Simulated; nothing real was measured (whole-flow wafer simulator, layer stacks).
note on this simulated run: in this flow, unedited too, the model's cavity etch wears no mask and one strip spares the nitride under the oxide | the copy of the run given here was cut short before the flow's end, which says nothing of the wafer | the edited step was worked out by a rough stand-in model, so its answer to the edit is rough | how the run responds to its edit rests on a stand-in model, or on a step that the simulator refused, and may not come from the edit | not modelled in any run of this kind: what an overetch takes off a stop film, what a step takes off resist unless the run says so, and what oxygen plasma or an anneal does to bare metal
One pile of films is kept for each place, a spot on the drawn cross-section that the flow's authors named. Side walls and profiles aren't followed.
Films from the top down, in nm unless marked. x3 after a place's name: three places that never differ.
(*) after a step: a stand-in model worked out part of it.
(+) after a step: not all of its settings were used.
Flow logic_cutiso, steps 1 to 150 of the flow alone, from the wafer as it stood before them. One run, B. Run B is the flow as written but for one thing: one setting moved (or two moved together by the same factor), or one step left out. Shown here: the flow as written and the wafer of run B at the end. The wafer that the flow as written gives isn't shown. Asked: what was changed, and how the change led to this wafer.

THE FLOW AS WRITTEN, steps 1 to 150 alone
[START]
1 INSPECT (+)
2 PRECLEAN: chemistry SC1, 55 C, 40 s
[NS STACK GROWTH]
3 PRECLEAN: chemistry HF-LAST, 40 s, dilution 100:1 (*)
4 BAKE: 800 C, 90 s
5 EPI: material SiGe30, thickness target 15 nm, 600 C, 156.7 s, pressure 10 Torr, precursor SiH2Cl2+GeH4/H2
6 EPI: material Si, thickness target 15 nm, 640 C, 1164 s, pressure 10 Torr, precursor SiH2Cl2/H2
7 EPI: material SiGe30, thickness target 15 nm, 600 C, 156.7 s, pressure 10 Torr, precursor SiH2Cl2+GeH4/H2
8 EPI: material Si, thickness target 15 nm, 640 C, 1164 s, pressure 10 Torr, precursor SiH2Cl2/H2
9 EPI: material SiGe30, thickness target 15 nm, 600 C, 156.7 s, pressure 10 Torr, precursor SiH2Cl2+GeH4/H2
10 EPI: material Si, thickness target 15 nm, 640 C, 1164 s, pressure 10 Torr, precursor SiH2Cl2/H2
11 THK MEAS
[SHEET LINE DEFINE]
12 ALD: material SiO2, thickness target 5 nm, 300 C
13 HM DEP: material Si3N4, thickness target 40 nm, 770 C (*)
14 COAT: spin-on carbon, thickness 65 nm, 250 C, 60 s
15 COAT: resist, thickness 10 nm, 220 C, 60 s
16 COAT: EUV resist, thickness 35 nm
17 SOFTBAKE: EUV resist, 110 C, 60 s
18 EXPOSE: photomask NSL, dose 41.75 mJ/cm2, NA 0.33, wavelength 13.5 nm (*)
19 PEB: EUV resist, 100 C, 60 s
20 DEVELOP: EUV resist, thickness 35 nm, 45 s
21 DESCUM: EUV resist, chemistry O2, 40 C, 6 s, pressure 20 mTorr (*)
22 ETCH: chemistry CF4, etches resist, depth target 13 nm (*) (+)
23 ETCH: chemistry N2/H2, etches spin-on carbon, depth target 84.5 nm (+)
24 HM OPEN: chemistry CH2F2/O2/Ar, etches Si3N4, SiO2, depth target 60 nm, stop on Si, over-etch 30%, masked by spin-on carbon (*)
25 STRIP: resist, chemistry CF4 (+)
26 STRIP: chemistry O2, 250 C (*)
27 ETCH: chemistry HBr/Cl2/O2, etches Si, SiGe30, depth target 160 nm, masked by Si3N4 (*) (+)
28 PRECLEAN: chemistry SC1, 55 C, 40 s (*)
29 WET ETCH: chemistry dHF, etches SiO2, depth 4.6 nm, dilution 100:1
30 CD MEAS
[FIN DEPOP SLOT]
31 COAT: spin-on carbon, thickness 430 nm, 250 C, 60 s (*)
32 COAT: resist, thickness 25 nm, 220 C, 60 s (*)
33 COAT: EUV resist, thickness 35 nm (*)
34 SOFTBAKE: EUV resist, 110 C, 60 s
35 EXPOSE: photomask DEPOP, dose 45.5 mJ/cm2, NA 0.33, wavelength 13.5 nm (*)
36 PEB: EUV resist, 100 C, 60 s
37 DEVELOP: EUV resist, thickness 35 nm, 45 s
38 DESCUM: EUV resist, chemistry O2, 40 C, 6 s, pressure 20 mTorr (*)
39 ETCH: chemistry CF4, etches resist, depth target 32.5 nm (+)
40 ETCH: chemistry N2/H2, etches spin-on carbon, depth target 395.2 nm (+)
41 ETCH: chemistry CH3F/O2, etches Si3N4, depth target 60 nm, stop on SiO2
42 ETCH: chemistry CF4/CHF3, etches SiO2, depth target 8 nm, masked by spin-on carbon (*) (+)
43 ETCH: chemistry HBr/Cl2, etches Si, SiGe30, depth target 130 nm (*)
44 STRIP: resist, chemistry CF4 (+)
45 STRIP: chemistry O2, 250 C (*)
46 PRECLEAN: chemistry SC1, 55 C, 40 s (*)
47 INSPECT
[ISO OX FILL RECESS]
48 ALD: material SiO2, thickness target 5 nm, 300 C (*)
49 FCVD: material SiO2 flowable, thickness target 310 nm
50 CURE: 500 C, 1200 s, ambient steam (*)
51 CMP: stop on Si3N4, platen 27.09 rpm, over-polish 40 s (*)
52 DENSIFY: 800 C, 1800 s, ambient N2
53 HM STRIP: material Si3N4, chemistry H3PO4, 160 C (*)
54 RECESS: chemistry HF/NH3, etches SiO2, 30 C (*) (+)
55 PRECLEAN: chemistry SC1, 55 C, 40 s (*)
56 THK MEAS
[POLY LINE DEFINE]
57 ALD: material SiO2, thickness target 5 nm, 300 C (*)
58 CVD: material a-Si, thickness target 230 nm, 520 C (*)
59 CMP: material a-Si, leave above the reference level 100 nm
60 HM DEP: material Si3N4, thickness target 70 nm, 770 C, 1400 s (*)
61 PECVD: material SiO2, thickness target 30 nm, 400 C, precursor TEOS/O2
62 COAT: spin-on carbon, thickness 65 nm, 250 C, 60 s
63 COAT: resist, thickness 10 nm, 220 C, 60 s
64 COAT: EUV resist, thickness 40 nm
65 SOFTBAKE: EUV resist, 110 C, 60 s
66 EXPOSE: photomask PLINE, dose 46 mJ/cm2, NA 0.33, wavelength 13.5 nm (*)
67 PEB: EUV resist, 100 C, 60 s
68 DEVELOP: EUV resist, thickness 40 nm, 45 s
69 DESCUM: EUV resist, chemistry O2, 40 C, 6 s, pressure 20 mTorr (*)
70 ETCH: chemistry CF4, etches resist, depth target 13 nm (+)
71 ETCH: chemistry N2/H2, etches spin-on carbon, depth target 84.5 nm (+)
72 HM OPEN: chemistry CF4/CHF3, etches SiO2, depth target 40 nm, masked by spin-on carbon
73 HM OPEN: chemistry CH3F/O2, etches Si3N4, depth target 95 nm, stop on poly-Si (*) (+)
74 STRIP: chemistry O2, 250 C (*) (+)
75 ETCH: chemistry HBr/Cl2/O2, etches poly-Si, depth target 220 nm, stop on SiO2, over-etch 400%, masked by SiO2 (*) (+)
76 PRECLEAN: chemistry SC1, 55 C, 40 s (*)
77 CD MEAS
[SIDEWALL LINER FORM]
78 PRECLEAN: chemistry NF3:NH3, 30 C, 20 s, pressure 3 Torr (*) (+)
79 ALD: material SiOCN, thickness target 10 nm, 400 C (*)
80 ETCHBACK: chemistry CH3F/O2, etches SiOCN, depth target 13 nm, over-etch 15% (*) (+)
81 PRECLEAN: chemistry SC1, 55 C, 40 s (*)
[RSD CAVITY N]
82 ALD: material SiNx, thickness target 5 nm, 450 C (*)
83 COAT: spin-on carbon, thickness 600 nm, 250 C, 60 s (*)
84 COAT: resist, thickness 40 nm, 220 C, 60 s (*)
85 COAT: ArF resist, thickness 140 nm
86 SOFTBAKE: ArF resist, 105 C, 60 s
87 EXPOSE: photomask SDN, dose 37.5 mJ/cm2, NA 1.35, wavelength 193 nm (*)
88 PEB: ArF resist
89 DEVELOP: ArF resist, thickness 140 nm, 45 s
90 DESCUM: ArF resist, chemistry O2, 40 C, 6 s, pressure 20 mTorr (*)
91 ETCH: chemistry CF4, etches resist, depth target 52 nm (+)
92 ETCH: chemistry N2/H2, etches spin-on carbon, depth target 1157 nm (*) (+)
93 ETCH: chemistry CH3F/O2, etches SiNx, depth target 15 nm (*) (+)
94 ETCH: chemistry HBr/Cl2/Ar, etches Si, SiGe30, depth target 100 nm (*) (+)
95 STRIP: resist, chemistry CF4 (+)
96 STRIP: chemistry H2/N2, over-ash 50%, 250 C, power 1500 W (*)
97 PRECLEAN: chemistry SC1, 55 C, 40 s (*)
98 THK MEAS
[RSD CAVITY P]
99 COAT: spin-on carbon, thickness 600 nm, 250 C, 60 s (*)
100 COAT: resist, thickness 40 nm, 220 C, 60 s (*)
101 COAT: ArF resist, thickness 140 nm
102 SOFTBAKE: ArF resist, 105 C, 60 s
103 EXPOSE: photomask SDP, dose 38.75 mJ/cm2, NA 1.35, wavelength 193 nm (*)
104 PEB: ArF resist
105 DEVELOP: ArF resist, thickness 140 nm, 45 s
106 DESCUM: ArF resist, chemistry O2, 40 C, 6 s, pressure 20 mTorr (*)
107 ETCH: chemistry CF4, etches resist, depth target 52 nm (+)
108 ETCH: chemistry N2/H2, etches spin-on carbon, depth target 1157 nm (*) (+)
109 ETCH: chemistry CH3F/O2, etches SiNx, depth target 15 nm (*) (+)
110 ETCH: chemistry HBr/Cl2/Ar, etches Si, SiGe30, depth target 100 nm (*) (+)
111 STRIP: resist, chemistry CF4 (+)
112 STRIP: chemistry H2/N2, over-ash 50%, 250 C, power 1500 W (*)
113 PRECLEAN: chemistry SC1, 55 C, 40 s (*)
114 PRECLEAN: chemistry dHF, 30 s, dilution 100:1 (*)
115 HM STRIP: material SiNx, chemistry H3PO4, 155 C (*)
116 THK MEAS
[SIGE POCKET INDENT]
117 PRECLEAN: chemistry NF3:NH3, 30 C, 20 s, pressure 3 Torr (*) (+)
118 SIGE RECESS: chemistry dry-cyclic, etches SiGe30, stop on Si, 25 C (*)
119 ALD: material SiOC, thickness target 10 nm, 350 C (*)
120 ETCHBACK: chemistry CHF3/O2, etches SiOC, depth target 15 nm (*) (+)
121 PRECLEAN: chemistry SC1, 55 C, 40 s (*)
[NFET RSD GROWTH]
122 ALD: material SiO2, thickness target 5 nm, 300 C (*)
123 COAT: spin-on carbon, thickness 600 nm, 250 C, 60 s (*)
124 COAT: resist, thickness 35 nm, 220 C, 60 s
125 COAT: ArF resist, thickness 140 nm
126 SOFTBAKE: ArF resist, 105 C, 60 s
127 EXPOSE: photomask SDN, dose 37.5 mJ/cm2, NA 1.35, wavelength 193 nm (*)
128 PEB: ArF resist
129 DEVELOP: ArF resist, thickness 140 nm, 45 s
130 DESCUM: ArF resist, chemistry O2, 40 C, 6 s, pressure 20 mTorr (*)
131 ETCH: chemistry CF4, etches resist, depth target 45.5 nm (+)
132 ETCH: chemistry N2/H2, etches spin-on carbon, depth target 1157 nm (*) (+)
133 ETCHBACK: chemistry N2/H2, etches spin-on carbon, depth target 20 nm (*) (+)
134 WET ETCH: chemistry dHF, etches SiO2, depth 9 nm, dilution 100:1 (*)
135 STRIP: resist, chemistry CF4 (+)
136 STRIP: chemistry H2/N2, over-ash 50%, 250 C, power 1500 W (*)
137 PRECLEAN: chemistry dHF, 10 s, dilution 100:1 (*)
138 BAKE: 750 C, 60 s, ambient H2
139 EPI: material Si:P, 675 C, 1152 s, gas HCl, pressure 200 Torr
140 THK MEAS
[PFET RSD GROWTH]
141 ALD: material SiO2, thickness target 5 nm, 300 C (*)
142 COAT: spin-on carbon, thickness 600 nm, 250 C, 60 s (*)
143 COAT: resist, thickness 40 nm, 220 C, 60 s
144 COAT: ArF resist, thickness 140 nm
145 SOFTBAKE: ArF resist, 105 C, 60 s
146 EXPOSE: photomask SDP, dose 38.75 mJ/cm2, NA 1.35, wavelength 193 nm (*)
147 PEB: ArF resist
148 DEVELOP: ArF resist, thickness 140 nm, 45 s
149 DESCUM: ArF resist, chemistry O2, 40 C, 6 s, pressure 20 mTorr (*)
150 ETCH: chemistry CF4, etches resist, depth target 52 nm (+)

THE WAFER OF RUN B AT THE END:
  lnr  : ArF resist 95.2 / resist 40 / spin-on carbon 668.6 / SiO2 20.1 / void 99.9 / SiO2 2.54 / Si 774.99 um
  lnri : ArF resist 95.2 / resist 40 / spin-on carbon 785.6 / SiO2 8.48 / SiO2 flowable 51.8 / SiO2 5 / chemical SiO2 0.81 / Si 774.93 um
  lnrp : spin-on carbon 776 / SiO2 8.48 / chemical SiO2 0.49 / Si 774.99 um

The cause: step 79, ALD: thickness target 7.5 nm was run, where the flow has thickness target 10 nm.

How the change led to this, step by step:
  79 ALD: material SiOCN, thickness target 10 nm, 400 C (*)
      depop, dpovl, gfld and 19 more: SiOCN +7.5 (new film) (as written it would be: SiOCN +10 (new film))
  80 ETCHBACK: chemistry CH3F/O2, etches SiOCN, depth target 13 nm, over-etch 15% (*) (+)
      lnr, lnrp, lnrt: SiOCN -7.5 (all of it), Si -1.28 (as written it would be: SiOCN +175.1)
      lnri: SiOCN -7.5 (all of it), SiO2 flowable -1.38 (as written it would be: SiOCN +271.9)
      (and at 18 more places)
  83 COAT: spin-on carbon, thickness 600 nm, 250 C, 60 s (*)
      gl, gxn, gxp: spin-on carbon +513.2 (new film) (as written it would be: spin-on carbon +528.7 (new film))
      glp, plug, tap: spin-on carbon +513.3 (new film) (as written it would be: spin-on carbon +528.7 (new film))
      (and at 10 more places)
  92 ETCH: chemistry N2/H2, etches spin-on carbon, depth target 1157 nm (*) (+)
      gl, tap: spin-on carbon -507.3 (all of it), SiNx -5 (all of it), SiO2 -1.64 (as written it would be: spin-on carbon -522.7 (all of it), SiNx -2.88)
      gxn: spin-on carbon -507.2 (all of it), SiNx -5 (all of it), SiO2 -1.64 (as written it would be: spin-on carbon -522.7 (all of it), SiNx -2.88)
      (and at 19 more places)
  93 ETCH: chemistry CH3F/O2, etches SiNx, depth target 15 nm (*) (+)
      gl, gxn, tap: SiO2 -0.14 (as written it would be: SiNx -2.12 (all of it), SiO2 -0.17)
      lnr, lnrt: SiNx -1.22 (all of it), chemical SiO2 -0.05 (as written it would be: SiNx -2.15 (all of it), SiOCN -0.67)
      (and at 2 more places)
  94 ETCH: chemistry HBr/Cl2/Ar, etches Si, SiGe30, depth target 100 nm (*) (+)
      lnr, lnrt: chemical SiO2 -0.44 (all of it), Si -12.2 (all of it), SiGe30 -15 (all of it), Si -15 (all of it), SiGe30 -15 (all of it), Si -15 (all of it), SiGe30 -15 (all of it), Si -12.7 (as written it would be: nothing)
      rsdn, rsdx: chemical SiO2 -0.44 (all of it), Si -12.2 (all of it), SiGe30 -15 (all of it), Si -15 (all of it), SiGe30 -15 (all of it), Si -15 (all of it), SiGe30 -15 (all of it), Si -12.7 (as written it would be: chemical SiO2 -0.49 (all of it), Si -12.8 (all of it), SiGe30 -15 (all of it), Si -15 (all of it), SiGe30 -15 (all of it), Si -15 (all of it), SiGe30 -15 (all of it), Si -12.2)
  95 STRIP: resist, chemistry CF4 (+)
      depop, dpovl, isow, ns, nsgap: resist -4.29 (all of it) (as written it would be: resist -13 (all of it))
      gfld, iso, lnri: resist -4.35 (all of it) (as written it would be: resist -13 (all of it))
      (and at 7 more places)
  96 STRIP: chemistry H2/N2, over-ash 50%, 250 C, power 1500 W (*)
      gfld, gxf: spin-on carbon -513.2 (all of it) (as written it would be: spin-on carbon -528.6 (all of it))
      glp, plug: spin-on carbon -513.3 (all of it) (as written it would be: spin-on carbon -528.7 (all of it))
      (and at 5 more places)
  99 COAT: spin-on carbon, thickness 600 nm, 250 C, 60 s (*)
      gfld, plug: spin-on carbon +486 (new film) (as written it would be: spin-on carbon +509.8 (new film))
      gl, gxn: spin-on carbon +492.7 (new film) (as written it would be: spin-on carbon +514.9 (new film))
      (and at 13 more places)
  108 ETCH: chemistry N2/H2, etches spin-on carbon, depth target 1157 nm (*) (+)
      glp: spin-on carbon -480 (all of it), SiNx -5 (all of it), SiO2 -1.35 (as written it would be: spin-on carbon -503.9 (all of it), SiNx -2.78)
      gxp: spin-on carbon -480.1 (all of it), SiNx -5 (all of it), SiO2 -1.35 (as written it would be: spin-on carbon -503.9 (all of it), SiNx -2.78)
      (and at 20 more places)
  109 ETCH: chemistry CH3F/O2, etches SiNx, depth target 15 nm (*) (+)
      glp, gxp: SiO2 -0.15 (as written it would be: SiNx -2.22 (all of it), SiO2 -0.17)
      rsdp, rsdw: SiNx -1.37 (all of it), chemical SiO2 -0.06 (as written it would be: SiNx -4.26 (all of it))
      (and at 1 more place)
  110 ETCH: chemistry HBr/Cl2/Ar, etches Si, SiGe30, depth target 100 nm (*) (+)
      lnrp: chemical SiO2 -0.44 (all of it), Si -12.2 (all of it), SiGe30 -15 (all of it), Si -15 (all of it), SiGe30 -15 (all of it), Si -15 (all of it), SiGe30 -15 (all of it), Si -12.7 (as written it would be: nothing)
      rsdp, rsdw: chemical SiO2 -0.44 (all of it), Si -12.2 (all of it), SiGe30 -15 (all of it), Si -15 (all of it), SiGe30 -15 (all of it), Si -15 (all of it), SiGe30 -15 (all of it), Si -12.7 (as written it would be: chemical SiO2 -0.49 (all of it), Si -12.8 (all of it), SiGe30 -15 (all of it), Si -15 (all of it), SiGe30 -15 (all of it), Si -15 (all of it), SiGe30 -15 (all of it), Si -12.2)
  111 STRIP: resist, chemistry CF4 (+)
      depop, dpovl, isow, ns, nsgap: resist -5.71 (all of it) (as written it would be: resist -14 (all of it))
      gxn, lnr, lnrt: resist -5.81 (all of it) (as written it would be: resist -14.1 (all of it))
      (and at 9 more places)
  112 STRIP: chemistry H2/N2, over-ash 50%, 250 C, power 1500 W (*)
      gfld, plug: spin-on carbon -486 (all of it) (as written it would be: spin-on carbon -509.8 (all of it))
      gl, gxn: spin-on carbon -492.7 (all of it) (as written it would be: spin-on carbon -514.9 (all of it))
      (and at 8 more places)
  114 PRECLEAN: chemistry dHF, 30 s, dilution 100:1 (*)
      lnr, lnrt: chemical SiO2 -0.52 (all of it) (as written it would be: SiOCN -0.49)
  115 HM STRIP: material SiNx, chemistry H3PO4, 155 C (*)
      lnr, lnrp, lnrt: chemical SiO2 +0.5 (new film), Si -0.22 (as written it would be: SiOCN -0.58)
  ... 12 more steps ...
  142 COAT: spin-on carbon, thickness 600 nm, 250 C, 60 s (*)
      gfld, plug: spin-on carbon +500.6 (new film) (as written it would be: spin-on carbon +525.3 (new film))
      gl, tap: spin-on carbon +522.7 (new film) (as written it would be: spin-on carbon +547.8 (new film))
      (and at 13 more places)
